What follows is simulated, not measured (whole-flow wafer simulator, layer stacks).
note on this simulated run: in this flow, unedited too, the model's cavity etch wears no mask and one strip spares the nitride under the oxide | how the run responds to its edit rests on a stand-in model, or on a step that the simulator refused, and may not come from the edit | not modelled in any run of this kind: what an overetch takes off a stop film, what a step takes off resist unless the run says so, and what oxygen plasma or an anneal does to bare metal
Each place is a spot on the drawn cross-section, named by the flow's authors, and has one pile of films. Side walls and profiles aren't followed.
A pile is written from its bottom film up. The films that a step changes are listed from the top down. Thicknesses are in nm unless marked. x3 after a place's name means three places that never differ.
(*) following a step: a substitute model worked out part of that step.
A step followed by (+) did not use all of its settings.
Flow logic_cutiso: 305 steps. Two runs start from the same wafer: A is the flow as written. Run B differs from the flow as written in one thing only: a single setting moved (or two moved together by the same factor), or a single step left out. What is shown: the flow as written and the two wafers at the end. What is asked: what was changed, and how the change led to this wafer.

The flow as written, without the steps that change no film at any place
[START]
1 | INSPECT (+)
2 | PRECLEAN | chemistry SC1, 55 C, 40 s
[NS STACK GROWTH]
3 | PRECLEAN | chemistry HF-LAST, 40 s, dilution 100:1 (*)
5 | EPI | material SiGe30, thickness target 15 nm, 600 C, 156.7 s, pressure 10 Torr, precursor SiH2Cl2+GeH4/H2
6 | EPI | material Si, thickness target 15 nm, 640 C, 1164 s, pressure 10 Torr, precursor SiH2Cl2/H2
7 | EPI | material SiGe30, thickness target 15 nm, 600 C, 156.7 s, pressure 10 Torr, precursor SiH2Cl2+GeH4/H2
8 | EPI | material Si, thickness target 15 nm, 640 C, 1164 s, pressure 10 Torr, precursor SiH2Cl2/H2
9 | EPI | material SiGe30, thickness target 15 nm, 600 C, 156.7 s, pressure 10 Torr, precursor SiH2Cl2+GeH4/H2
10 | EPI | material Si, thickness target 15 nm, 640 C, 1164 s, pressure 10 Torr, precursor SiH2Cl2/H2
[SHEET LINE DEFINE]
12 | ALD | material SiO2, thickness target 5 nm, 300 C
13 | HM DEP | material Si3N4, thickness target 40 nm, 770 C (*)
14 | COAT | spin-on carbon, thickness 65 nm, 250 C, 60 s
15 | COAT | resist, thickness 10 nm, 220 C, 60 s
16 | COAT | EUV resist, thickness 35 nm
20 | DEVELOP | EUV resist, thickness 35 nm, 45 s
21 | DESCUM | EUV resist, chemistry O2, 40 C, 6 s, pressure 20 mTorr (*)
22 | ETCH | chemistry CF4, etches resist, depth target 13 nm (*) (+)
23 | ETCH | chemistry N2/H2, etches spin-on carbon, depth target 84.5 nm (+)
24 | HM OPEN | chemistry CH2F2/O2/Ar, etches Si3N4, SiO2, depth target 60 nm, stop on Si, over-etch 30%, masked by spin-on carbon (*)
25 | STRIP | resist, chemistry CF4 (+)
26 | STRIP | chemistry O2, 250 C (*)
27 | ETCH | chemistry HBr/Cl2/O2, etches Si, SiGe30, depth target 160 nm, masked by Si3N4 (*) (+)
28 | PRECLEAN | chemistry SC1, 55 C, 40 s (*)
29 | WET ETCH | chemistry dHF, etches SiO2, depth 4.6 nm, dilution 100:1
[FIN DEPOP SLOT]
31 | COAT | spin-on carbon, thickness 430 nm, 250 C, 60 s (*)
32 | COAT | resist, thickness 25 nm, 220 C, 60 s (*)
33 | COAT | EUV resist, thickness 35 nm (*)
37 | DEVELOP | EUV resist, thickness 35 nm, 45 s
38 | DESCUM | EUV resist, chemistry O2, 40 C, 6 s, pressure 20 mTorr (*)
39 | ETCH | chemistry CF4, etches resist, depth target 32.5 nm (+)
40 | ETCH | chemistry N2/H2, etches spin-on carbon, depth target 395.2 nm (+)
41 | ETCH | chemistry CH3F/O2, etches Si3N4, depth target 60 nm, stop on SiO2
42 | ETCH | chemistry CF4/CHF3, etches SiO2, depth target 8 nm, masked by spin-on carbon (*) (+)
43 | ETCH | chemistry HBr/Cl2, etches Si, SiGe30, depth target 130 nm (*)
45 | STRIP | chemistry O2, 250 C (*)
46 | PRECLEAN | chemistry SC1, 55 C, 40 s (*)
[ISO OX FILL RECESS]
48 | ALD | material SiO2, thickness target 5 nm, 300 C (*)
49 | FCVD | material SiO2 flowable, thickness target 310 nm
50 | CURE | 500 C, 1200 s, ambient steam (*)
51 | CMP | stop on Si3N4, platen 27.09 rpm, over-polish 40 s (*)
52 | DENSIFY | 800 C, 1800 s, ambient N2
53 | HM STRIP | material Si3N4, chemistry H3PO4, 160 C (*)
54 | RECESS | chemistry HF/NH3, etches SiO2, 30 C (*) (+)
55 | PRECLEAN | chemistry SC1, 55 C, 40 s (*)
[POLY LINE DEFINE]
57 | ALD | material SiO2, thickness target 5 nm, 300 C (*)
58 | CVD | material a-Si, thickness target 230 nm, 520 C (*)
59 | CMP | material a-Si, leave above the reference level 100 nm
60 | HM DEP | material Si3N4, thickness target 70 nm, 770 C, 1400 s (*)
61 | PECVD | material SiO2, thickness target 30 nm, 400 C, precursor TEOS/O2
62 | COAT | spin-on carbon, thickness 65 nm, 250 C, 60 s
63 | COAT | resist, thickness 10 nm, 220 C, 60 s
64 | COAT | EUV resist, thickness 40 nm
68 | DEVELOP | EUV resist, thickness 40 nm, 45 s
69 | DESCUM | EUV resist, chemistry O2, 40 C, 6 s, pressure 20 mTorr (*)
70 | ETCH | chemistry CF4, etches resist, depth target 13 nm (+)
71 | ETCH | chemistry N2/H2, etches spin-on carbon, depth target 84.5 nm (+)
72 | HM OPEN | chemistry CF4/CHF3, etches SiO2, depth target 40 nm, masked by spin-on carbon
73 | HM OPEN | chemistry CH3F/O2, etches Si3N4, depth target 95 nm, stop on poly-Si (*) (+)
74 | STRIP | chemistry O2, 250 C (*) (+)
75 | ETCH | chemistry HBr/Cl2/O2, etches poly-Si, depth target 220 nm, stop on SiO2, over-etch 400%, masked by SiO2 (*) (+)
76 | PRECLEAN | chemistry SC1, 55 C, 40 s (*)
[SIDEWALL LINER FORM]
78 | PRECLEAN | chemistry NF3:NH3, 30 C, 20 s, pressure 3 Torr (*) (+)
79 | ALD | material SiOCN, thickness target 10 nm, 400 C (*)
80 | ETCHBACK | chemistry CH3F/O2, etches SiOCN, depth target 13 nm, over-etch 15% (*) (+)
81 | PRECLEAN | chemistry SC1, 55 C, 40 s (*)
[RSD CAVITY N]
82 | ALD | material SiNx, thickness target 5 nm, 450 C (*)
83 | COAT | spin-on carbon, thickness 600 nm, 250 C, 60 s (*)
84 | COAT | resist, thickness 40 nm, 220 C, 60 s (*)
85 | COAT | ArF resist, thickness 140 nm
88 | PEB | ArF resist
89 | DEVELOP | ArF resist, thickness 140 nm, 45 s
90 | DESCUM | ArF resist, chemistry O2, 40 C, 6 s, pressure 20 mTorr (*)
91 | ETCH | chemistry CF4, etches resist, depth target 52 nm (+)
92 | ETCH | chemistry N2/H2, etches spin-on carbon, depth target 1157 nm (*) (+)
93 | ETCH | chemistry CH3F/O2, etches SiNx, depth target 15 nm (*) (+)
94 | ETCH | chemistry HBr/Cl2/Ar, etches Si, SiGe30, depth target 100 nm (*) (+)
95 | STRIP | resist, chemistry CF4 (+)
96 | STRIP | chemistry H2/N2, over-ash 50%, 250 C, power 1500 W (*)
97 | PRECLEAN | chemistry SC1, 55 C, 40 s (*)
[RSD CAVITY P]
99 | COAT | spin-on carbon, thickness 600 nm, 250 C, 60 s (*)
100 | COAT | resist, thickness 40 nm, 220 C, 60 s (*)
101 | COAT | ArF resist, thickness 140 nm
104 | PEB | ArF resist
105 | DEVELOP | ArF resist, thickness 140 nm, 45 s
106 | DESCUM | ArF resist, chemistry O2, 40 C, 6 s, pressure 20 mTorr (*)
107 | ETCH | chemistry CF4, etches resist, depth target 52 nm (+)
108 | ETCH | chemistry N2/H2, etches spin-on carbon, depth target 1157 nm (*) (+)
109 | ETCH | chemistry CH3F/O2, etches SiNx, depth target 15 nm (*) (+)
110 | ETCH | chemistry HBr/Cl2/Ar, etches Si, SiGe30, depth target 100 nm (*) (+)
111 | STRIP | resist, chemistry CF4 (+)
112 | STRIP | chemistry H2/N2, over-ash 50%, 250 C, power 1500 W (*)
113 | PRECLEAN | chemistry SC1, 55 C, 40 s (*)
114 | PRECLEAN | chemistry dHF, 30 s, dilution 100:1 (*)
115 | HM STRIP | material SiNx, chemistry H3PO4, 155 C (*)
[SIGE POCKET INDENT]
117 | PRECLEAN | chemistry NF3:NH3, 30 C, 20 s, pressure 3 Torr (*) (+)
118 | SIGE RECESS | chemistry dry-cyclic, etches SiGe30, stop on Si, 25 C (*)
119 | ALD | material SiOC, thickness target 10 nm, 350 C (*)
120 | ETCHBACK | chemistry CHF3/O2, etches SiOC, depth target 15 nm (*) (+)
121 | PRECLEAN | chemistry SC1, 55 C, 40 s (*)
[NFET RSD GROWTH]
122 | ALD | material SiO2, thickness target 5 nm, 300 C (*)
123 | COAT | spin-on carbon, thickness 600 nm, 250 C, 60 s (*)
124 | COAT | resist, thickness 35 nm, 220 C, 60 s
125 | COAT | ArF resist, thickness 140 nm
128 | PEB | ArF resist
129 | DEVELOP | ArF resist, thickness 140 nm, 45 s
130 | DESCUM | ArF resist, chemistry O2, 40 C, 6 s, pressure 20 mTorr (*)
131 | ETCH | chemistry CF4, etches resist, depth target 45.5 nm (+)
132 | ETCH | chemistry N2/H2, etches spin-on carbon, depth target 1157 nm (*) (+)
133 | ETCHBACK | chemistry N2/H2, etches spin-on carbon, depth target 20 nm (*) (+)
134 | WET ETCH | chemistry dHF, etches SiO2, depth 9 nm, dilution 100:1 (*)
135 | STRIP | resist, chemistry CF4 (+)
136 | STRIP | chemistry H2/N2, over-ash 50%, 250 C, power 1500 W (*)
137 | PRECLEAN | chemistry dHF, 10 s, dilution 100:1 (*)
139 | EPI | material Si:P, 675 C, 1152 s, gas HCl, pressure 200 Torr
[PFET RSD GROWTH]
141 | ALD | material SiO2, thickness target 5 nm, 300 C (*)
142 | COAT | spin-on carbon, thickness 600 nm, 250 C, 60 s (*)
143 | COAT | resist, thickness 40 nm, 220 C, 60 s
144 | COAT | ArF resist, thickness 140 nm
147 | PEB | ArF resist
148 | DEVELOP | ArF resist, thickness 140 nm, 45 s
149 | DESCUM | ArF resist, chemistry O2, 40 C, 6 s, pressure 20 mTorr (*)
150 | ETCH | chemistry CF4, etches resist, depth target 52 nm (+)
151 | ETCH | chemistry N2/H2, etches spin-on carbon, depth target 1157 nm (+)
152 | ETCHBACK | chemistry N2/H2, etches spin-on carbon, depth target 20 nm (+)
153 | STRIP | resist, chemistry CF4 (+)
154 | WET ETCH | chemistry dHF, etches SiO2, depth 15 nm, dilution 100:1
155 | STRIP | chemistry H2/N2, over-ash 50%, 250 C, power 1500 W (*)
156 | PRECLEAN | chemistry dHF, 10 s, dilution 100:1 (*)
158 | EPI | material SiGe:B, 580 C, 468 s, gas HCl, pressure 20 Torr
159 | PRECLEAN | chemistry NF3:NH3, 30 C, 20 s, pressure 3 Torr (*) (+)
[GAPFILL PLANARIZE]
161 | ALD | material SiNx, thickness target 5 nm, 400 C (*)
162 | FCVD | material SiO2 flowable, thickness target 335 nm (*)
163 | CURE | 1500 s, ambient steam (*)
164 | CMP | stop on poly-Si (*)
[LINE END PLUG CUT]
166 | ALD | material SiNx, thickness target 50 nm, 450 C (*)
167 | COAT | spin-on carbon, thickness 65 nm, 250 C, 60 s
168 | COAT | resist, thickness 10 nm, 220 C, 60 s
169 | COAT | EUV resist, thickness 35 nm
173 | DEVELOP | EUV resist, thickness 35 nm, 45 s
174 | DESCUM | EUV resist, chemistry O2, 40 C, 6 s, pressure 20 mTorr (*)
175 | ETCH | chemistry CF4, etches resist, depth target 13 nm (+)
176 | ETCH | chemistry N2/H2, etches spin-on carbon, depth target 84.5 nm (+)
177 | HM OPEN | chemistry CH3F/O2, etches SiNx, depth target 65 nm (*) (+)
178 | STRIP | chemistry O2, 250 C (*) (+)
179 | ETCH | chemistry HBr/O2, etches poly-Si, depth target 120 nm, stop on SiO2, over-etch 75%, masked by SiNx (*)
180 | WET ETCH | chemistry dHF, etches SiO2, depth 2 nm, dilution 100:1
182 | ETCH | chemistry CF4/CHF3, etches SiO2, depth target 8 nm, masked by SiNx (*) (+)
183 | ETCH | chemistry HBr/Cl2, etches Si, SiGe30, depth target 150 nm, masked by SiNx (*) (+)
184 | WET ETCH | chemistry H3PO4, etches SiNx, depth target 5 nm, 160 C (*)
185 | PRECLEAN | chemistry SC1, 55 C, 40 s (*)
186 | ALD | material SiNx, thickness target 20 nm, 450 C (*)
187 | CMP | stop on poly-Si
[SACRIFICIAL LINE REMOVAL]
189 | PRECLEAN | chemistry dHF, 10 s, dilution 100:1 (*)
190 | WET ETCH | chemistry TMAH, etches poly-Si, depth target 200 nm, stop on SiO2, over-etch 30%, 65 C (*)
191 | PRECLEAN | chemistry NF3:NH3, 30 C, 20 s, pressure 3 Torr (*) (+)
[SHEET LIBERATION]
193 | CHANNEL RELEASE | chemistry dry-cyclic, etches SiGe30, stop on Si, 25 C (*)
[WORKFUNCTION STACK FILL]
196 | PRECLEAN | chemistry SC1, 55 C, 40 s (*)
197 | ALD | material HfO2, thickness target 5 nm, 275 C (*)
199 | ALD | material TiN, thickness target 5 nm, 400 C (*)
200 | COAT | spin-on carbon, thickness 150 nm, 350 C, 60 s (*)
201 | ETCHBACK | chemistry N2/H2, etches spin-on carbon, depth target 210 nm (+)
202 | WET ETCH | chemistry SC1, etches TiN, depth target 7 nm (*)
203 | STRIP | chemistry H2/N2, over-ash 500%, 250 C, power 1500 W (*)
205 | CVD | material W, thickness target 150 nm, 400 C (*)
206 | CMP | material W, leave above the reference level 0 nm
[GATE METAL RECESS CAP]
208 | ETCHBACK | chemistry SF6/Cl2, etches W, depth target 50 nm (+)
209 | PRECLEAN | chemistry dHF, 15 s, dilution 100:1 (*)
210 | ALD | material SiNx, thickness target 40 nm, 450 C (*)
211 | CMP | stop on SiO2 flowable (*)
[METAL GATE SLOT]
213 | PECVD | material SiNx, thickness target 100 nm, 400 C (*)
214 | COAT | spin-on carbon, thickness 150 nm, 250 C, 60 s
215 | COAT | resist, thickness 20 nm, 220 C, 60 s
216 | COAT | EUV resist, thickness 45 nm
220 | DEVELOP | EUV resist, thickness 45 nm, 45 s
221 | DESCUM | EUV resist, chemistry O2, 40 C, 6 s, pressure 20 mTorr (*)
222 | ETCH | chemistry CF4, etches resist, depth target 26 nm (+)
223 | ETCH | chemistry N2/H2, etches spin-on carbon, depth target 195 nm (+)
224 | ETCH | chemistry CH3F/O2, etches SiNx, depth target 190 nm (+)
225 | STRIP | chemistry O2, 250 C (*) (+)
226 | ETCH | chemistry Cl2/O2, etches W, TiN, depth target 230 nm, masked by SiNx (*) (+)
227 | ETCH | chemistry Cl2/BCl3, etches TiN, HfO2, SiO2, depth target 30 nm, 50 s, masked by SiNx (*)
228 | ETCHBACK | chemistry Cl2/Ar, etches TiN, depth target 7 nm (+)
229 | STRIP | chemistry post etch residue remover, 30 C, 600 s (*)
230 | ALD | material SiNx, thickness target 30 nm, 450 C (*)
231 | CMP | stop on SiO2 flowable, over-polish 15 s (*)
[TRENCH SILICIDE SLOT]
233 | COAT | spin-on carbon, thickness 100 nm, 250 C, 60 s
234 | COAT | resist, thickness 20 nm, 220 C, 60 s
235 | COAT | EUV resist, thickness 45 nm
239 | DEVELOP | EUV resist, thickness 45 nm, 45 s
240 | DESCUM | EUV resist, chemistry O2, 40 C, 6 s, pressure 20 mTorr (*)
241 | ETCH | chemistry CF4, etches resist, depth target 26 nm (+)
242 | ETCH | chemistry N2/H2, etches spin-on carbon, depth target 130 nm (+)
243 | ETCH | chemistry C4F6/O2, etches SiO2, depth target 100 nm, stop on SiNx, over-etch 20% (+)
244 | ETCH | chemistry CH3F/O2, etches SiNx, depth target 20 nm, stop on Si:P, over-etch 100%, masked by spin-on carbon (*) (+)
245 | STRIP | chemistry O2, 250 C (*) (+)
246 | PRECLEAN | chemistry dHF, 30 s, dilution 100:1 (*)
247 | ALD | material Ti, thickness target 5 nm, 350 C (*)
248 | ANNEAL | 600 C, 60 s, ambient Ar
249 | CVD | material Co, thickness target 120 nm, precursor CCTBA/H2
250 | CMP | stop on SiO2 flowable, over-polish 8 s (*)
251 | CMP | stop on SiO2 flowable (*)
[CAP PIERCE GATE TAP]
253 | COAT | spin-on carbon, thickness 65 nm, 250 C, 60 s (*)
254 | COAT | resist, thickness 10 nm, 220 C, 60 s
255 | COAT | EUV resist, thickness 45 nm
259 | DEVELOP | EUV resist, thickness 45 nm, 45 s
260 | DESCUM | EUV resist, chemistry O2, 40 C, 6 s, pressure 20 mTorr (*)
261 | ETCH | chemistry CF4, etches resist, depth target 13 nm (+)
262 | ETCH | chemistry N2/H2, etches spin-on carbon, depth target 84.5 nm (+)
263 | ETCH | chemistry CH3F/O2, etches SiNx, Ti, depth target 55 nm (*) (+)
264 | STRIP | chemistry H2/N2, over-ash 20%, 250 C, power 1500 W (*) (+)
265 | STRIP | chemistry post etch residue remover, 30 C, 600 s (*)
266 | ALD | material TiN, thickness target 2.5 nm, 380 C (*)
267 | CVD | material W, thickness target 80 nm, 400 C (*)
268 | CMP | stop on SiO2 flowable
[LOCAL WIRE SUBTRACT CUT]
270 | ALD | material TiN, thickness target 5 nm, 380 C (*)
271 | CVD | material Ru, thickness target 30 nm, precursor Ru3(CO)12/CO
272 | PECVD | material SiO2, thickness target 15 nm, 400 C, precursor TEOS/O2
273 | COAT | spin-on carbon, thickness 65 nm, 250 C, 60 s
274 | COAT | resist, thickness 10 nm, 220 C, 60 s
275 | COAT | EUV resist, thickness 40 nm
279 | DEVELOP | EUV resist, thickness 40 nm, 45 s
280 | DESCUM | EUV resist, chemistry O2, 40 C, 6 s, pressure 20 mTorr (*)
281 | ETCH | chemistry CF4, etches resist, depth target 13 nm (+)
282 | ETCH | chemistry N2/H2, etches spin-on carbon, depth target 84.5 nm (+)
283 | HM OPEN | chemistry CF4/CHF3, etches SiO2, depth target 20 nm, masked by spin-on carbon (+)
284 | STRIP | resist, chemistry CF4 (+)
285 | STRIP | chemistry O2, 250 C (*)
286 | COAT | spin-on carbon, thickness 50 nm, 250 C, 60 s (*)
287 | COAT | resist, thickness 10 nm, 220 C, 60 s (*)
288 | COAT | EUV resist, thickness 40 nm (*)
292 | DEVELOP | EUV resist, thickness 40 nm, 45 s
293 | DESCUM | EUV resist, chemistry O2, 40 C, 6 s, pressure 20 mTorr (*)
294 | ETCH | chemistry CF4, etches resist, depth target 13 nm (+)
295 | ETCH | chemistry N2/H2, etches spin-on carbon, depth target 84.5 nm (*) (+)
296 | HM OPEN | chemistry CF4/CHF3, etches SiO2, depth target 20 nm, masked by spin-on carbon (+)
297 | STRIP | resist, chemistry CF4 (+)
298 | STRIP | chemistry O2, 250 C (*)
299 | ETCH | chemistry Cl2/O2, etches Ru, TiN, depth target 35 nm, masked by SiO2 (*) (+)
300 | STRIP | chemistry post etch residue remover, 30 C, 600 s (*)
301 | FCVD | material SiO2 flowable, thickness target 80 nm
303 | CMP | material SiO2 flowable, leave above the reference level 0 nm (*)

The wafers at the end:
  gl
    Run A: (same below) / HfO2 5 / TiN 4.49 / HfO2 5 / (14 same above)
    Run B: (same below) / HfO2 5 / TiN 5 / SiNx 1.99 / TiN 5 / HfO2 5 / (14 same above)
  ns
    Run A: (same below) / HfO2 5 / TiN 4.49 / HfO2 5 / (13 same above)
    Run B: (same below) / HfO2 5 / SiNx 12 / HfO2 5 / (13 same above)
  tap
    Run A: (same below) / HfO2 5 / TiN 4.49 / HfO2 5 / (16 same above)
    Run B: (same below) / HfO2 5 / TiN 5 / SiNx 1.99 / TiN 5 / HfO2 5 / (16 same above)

The reason: step 7, EPI: 235 s was run, whereas the flow has 156.7 s.

How this came from the change, step by step:
  7 | EPI | material SiGe30, thickness target 15 nm, 600 C, 156.7 s, pressure 10 Torr, precursor SiH2Cl2+GeH4/H2
      depop, dpovl, gfld and 19 more: A SiGe30 gains 15 (new film) | B SiGe30 gains 22.5 (new film)
  27 | ETCH | chemistry HBr/Cl2/O2, etches Si, SiGe30, depth target 160 nm, masked by Si3N4 (*) (+)
      gfld, gxf, iso, lnri: A chemical SiO2 loses 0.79 (all of it), Si loses 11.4 (all of it), SiGe30 loses 15 (all of it), Si loses 15 (all of it), SiGe30 loses 15 (all of it), Si loses 15 (all of it), SiGe30 loses 15 (all of it), Si loses 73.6 | B chemical SiO2 loses 0.79 (all of it), Si loses 11.4 (all of it), SiGe30 loses 15 (all of it), Si loses 15 (all of it), SiGe30 loses 22.5 (all of it), Si loses 15 (all of it), SiGe30 loses 15 (all of it), Si loses 66.1
      dpovl, nsgap: A chemical SiO2 loses 0.79 (all of it), Si loses 11.8 (all of it), SiGe30 loses 15 (all of it), Si loses 15 (all of it), SiGe30 loses 15 (all of it), Si loses 15 (all of it), SiGe30 loses 15 (all of it), Si loses 73.2 | B chemical SiO2 loses 0.79 (all of it), Si loses 11.8 (all of it), SiGe30 loses 15 (all of it), Si loses 15 (all of it), SiGe30 loses 22.5 (all of it), Si loses 15 (all of it), SiGe30 loses 15 (all of it), Si loses 65.7
      (as well as at 1 more place)
  43 | ETCH | chemistry HBr/Cl2, etches Si, SiGe30, depth target 130 nm (*)
      depop: A Si loses 14 (all of it), SiGe30 loses 15 (all of it), Si loses 15 (all of it), SiGe30 loses 15 (all of it), Si loses 15 (all of it), SiGe30 loses 15 (all of it), Si loses 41 | B Si loses 14 (all of it), SiGe30 loses 15 (all of it), Si loses 15 (all of it), SiGe30 loses 22.5 (all of it), Si loses 15 (all of it), SiGe30 loses 15 (all of it), Si loses 33.5
  94 | ETCH | chemistry HBr/Cl2/Ar, etches Si, SiGe30, depth target 100 nm (*) (+)
      rsdn, rsdx: A chemical SiO2 loses 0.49 (all of it), Si loses 12.8 (all of it), SiGe30 loses 15 (all of it), Si loses 15 (all of it), SiGe30 loses 15 (all of it), Si loses 15 (all of it), SiGe30 loses 15 (all of it), Si loses 12.2 | B chemical SiO2 loses 0.49 (all of it), Si loses 12.8 (all of it), SiGe30 loses 15 (all of it), Si loses 15 (all of it), SiGe30 loses 22.5 (all of it), Si loses 15 (all of it), SiGe30 loses 15 (all of it), Si loses 4.66
  110 | ETCH | chemistry HBr/Cl2/Ar, etches Si, SiGe30, depth target 100 nm (*) (+)
      rsdp, rsdw: A chemical SiO2 loses 0.49 (all of it), Si loses 12.8 (all of it), SiGe30 loses 15 (all of it), Si loses 15 (all of it), SiGe30 loses 15 (all of it), Si loses 15 (all of it), SiGe30 loses 15 (all of it), Si loses 12.2 | B chemical SiO2 loses 0.49 (all of it), Si loses 12.8 (all of it), SiGe30 loses 15 (all of it), Si loses 15 (all of it), SiGe30 loses 22.5 (all of it), Si loses 15 (all of it), SiGe30 loses 15 (all of it), Si loses 4.66
  118 | SIGE RECESS | chemistry dry-cyclic, etches SiGe30, stop on Si, 25 C (*)
      lnr, lnrp, lnrt: A SiOCN loses 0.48, Si loses 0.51, cavity gains 16 (new film), SiGe30 loses 15 (all of it), Si loses 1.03, cavity gains 16 (new film), SiGe30 loses 15 (all of it), Si loses 1.03, cavity gains 16 (new film), SiGe30 loses 15 (all of it), Si loses 0.51 | B SiOCN loses 0.48, Si loses 0.51, cavity gains 16 (new film), SiGe30 loses 15 (all of it), Si loses 1.03, cavity gains 23.5 (new film), SiGe30 loses 22.5 (all of it), Si loses 1.03, cavity gains 16 (new film), SiGe30 loses 15 (all of it), Si loses 0.51
  119 | ALD | material SiOC, thickness target 10 nm, 350 C (*)
      lnr, lnrp, lnrt: A SiOC gains 10 (new film), SiOC gains 16 (new film), cavity loses 16 (all of it), SiOC gains 16 (new film), cavity loses 16 (all of it), SiOC gains 16 (new film), cavity loses 16 (all of it) | B SiOC gains 10 (new film), SiOC gains 16 (new film), cavity loses 16 (all of it), SiOC gains 23.5 (new film), cavity loses 23.5 (all of it), SiOC gains 16 (new film), cavity loses 16 (all of it)
  183 | ETCH | chemistry HBr/Cl2, etches Si, SiGe30, depth target 150 nm, masked by SiNx (*) (+)
      plug: A Si loses 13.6 (all of it), SiGe30 loses 15 (all of it), Si loses 15 (all of it), SiGe30 loses 15 (all of it), Si loses 15 (all of it), SiGe30 loses 15 (all of it), Si loses 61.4 | B Si loses 13.6 (all of it), SiGe30 loses 15 (all of it), Si loses 15 (all of it), SiGe30 loses 22.5 (all of it), Si loses 15 (all of it), SiGe30 loses 15 (all of it), Si loses 53.9
  193 | CHANNEL RELEASE | chemistry dry-cyclic, etches SiGe30, stop on Si, 25 C (*)
      gl, glp, gxn, gxp, ns, tap: A chemical SiO2 gains 0.8 (new film), Si loses 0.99, chemical SiO2 gains 0.8 (new film), cavity gains 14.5 (new film), chemical SiO2 gains 0.8 (new film), SiGe30 loses 15 (all of it), Si loses 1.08, chemical SiO2 gains 0.8 (new film), cavity gains 14.5 (new film), chemical SiO2 gains 0.8 (new film), SiGe30 loses 15 (all of it), Si loses 1.08, chemical SiO2 gains 0.8 (new film), cavity gains 14.5 (new film), chemical SiO2 gains 0.8 (new film), SiGe30 loses 15 (all of it), Si loses 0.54 | B chemical SiO2 gains 0.8 (new film), Si loses 0.99, chemical SiO2 gains 0.8 (new film), cavity gains 14.5 (new film), chemical SiO2 gains 0.8 (new film), SiGe30 loses 15 (all of it), Si loses 1.08, chemical SiO2 gains 0.8 (new film), cavity gains 22 (new film), chemical SiO2 gains 0.8 (new film), SiGe30 loses 22.5 (all of it), Si loses 1.08, chemical SiO2 gains 0.8 (new film), cavity gains 14.5 (new film), chemical SiO2 gains 0.8 (new film), SiGe30 loses 15 (all of it), Si loses 0.54
  199 | ALD | material TiN, thickness target 5 nm, 400 C (*)
      gl, glp, tap: A TiN gains 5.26 (new film), TiN gains 4.49 (new film), cavity loses 4.49 (all of it), TiN gains 4.49 (new film), cavity loses 4.49 (all of it), TiN gains 4.49 (new film), cavity loses 4.49 (all of it) | B TiN gains 5.26 (new film), TiN gains 4.49 (new film), cavity loses 4.49 (all of it), TiN gains 5 (new film), cavity loses 10, TiN gains 5 (new film), TiN gains 4.49 (new film), cavity loses 4.49 (all of it)
      gxn, gxp, ns: A TiN gains 5 (new film), TiN gains 4.49 (new film), cavity loses 4.49 (all of it), TiN gains 4.49 (new film), cavity loses 4.49 (all of it), TiN gains 4.49 (new film), cavity loses 4.49 (all of it) | B TiN gains 5 (new film), TiN gains 4.49 (new film), cavity loses 4.49 (all of it), TiN gains 5 (new film), cavity loses 10, TiN gains 5 (new film), TiN gains 4.49 (new film), cavity loses 4.49 (all of it)
  202 | WET ETCH | chemistry SC1, etches TiN, depth target 7 nm (*)
      ns: A TiN loses 5 (all of it) | B TiN loses 5 (all of it), TiN loses 5 (all of it), cavity gains 10, TiN loses 5 (all of it)
  210 | ALD | material SiNx, thickness target 40 nm, 450 C (*)
      gl, glp, gxn, gxp, tap: A SiNx gains 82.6 (new film) | B SiNx gains 82.6 (new film), SiNx gains 1.99 (new film), cavity loses 1.99 (all of it)
      ns: A SiNx gains 40 (new film) | B SiNx gains 40 (new film), SiNx gains 12 (new film), cavity loses 12 (all of it)
If metal films that touch count as one body, gl has 5 bodies (between them, from the top down: HfO2 5 / chemical SiO2 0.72 / Si 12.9 / chemical SiO2 0.8 / HfO2 5; HfO2 5 / chemical SiO2 0.8 / Si 13.9 / chemical SiO2 0.8 / HfO2 5; SiNx 1.99; HfO2 5 / chemical SiO2 0.8 / Si 13.9 / chemical SiO2 0.8 / HfO2 5); the flow as written gives 4 bodies (between them, from the top down: HfO2 5 / chemical SiO2 0.72 / Si 12.9 / chemical SiO2 0.8 / HfO2 5; HfO2 5 / chemical SiO2 0.8 / Si 13.9 / chemical SiO2 0.8 / HfO2 5; HfO2 5 / chemical SiO2 0.8 / Si 13.9 / chemical SiO2 0.8 / HfO2 5).
If metal films that touch count as one body, ns has 3 bodies (between them, from the top down: HfO2 5 / chemical SiO2 0.72 / Si 12.9 / chemical SiO2 0.8 / HfO2 5; HfO2 5 / chemical SiO2 0.8 / Si 13.9 / chemical SiO2 0.8 / HfO2 5 / SiNx 12 / HfO2 5 / chemical SiO2 0.8 / Si 13.9 / chemical SiO2 0.8 / HfO2 5); the flow as written gives 4 bodies (between them, from the top down: HfO2 5 / chemical SiO2 0.72 / Si 12.9 / chemical SiO2 0.8 / HfO2 5; HfO2 5 / chemical SiO2 0.8 / Si 13.9 / chemical SiO2 0.8 / HfO2 5; HfO2 5 / chemical SiO2 0.8 / Si 13.9 / chemical SiO2 0.8 / HfO2 5).
If metal films that touch count as one body, tap has 5 bodies (between them, from the top down: HfO2 5 / chemical SiO2 0.72 / Si 12.9 / chemical SiO2 0.8 / HfO2 5; HfO2 5 / chemical SiO2 0.8 / Si 13.9 / chemical SiO2 0.8 / HfO2 5; SiNx 1.99; HfO2 5 / chemical SiO2 0.8 / Si 13.9 / chemical SiO2 0.8 / HfO2 5); the flow as written gives 4 bodies (between them, from the top down: HfO2 5 / chemical SiO2 0.72 / Si 12.9 / chemical SiO2 0.8 / HfO2 5; HfO2 5 / chemical SiO2 0.8 / Si 13.9 / chemical SiO2 0.8 / HfO2 5; HfO2 5 / chemical SiO2 0.8 / Si 13.9 / chemical SiO2 0.8 / HfO2 5).
